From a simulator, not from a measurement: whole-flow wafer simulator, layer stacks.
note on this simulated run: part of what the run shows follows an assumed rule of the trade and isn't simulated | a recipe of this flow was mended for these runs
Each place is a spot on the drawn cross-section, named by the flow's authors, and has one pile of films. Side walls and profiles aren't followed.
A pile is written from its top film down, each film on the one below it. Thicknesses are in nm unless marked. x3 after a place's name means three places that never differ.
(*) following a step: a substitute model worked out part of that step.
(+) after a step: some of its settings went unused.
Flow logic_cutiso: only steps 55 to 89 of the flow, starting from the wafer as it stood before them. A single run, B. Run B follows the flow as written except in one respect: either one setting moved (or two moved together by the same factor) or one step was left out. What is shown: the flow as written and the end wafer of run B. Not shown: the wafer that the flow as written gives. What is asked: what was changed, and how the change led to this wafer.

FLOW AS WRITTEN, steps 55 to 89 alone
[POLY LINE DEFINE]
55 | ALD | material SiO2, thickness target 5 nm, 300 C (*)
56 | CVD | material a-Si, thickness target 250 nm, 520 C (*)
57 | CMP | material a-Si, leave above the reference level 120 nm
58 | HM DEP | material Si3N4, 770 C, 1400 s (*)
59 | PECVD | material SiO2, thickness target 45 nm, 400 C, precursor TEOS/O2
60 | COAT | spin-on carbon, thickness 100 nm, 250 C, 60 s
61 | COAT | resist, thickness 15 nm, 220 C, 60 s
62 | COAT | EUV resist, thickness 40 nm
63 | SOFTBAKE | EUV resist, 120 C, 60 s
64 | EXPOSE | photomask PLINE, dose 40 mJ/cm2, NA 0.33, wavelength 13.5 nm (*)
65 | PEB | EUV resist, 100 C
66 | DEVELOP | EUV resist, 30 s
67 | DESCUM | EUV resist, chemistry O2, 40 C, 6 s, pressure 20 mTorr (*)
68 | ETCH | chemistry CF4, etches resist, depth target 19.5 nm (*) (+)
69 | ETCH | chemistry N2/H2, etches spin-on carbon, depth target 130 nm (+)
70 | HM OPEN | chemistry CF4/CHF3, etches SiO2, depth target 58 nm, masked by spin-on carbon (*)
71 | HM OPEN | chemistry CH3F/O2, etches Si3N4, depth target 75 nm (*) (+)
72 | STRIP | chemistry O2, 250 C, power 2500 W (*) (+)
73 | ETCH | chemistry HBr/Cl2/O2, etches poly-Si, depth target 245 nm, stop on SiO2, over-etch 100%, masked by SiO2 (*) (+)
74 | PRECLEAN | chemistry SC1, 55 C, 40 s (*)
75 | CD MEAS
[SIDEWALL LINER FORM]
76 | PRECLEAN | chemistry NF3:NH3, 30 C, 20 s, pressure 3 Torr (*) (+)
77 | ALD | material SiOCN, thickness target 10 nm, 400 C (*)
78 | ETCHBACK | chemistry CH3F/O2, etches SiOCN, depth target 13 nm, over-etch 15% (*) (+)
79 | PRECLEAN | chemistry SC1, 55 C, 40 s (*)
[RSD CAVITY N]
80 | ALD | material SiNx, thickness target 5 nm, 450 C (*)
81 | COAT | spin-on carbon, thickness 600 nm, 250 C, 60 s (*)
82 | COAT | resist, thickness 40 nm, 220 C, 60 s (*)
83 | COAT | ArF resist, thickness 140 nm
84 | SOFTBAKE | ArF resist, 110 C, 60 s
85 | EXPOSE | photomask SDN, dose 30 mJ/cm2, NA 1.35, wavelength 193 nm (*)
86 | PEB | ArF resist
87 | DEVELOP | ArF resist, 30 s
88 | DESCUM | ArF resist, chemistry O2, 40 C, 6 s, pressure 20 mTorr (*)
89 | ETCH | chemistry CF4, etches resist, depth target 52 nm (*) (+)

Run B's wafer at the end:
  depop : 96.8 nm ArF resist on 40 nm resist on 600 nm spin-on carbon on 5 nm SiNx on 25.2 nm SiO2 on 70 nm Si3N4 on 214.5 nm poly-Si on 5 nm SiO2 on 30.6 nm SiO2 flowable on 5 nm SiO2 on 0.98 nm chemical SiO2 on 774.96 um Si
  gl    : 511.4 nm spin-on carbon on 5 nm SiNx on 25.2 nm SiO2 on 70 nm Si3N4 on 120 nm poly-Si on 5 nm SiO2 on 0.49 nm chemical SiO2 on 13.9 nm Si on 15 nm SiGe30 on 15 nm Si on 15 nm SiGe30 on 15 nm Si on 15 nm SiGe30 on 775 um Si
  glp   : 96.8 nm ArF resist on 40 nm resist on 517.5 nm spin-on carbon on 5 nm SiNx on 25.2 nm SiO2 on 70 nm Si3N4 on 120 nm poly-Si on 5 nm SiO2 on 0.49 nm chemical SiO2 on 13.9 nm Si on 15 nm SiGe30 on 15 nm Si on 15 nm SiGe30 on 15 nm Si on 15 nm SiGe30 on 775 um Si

What caused this: step 59, PECVD: thickness target 41.8 nm was run, whereas the flow has thickness target 45 nm.

Step by step, how the change led to this:
  59 | PECVD | material SiO2, thickness target 45 nm, 400 C, precursor TEOS/O2
      depop, dpovl x3, gfld and 17 more: SiO2 gains 41.8 (new film) (as written it would have been: SiO2 gains 45 (new film))
  70 | HM OPEN | chemistry CF4/CHF3, etches SiO2, depth target 58 nm, masked by spin-on carbon (*)
      iso, lnr, lnri and 6 more: SiO2 loses 40 (all of it), Si3N4 loses 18 (as written it would have been: SiO2 loses 43.2 (all of it), Si3N4 loses 14.8)
  71 | HM OPEN | chemistry CH3F/O2, etches Si3N4, depth target 75 nm (*) (+)
      iso, lnr, lnri and 6 more: Si3N4 loses 52 (all of it), poly-Si loses 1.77 (as written it would have been: Si3N4 loses 55.2 (all of it), poly-Si loses 1.52)
